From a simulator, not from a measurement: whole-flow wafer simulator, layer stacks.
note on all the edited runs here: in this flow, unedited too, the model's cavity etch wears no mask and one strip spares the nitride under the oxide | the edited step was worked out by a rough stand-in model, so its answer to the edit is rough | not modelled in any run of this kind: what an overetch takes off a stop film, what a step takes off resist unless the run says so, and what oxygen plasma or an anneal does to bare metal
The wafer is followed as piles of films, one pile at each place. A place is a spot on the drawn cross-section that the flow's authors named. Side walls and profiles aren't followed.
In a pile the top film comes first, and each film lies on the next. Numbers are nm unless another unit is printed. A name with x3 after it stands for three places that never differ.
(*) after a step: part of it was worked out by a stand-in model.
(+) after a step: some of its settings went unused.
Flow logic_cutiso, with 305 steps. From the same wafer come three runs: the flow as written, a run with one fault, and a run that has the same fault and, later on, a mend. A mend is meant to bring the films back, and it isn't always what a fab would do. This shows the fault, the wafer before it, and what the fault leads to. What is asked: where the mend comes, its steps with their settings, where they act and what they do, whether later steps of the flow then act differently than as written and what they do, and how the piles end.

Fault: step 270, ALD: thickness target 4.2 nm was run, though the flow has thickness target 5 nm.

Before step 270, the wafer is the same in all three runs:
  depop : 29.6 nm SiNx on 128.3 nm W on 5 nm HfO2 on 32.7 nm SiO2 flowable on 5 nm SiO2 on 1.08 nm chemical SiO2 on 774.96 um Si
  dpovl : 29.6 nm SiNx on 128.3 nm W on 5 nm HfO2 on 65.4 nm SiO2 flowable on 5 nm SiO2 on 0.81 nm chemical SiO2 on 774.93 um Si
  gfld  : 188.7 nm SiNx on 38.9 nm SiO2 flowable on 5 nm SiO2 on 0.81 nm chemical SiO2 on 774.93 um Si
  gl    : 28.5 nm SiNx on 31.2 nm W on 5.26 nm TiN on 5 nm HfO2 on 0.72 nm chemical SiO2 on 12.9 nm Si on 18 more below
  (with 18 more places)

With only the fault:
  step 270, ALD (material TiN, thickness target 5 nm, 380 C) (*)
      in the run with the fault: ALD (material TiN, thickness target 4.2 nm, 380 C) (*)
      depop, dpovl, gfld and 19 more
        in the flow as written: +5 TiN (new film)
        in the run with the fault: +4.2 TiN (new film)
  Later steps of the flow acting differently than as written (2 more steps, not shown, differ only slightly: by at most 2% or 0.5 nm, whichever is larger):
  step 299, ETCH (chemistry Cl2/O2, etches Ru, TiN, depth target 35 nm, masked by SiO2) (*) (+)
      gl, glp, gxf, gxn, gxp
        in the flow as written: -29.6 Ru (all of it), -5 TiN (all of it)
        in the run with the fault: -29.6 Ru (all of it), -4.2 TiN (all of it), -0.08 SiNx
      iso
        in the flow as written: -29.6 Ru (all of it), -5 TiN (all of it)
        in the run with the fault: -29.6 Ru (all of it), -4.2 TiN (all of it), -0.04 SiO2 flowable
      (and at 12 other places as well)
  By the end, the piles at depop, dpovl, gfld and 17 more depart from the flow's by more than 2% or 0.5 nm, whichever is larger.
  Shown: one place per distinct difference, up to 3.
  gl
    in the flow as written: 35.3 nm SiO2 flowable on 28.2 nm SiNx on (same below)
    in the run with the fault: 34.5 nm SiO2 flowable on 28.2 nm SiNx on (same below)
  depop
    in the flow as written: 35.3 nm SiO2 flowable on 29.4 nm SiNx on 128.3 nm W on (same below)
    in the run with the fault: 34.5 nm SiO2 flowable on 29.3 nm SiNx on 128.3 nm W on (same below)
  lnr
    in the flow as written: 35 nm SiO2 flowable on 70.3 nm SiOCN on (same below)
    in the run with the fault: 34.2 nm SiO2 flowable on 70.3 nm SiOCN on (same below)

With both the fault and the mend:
  The mend follows step 270.
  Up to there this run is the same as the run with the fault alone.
  step 270a, ALD (material TiN, thickness target 0.8 nm, 380 C) (*) (a further turn of the flow's step 270, with different settings)
      depop, dpovl, gfld and 19 more
        +0.8 TiN
  None of the later steps of the flow acts differently than as written at any place that is followed.
  At every place that both follow, the piles at the end match the flow's.
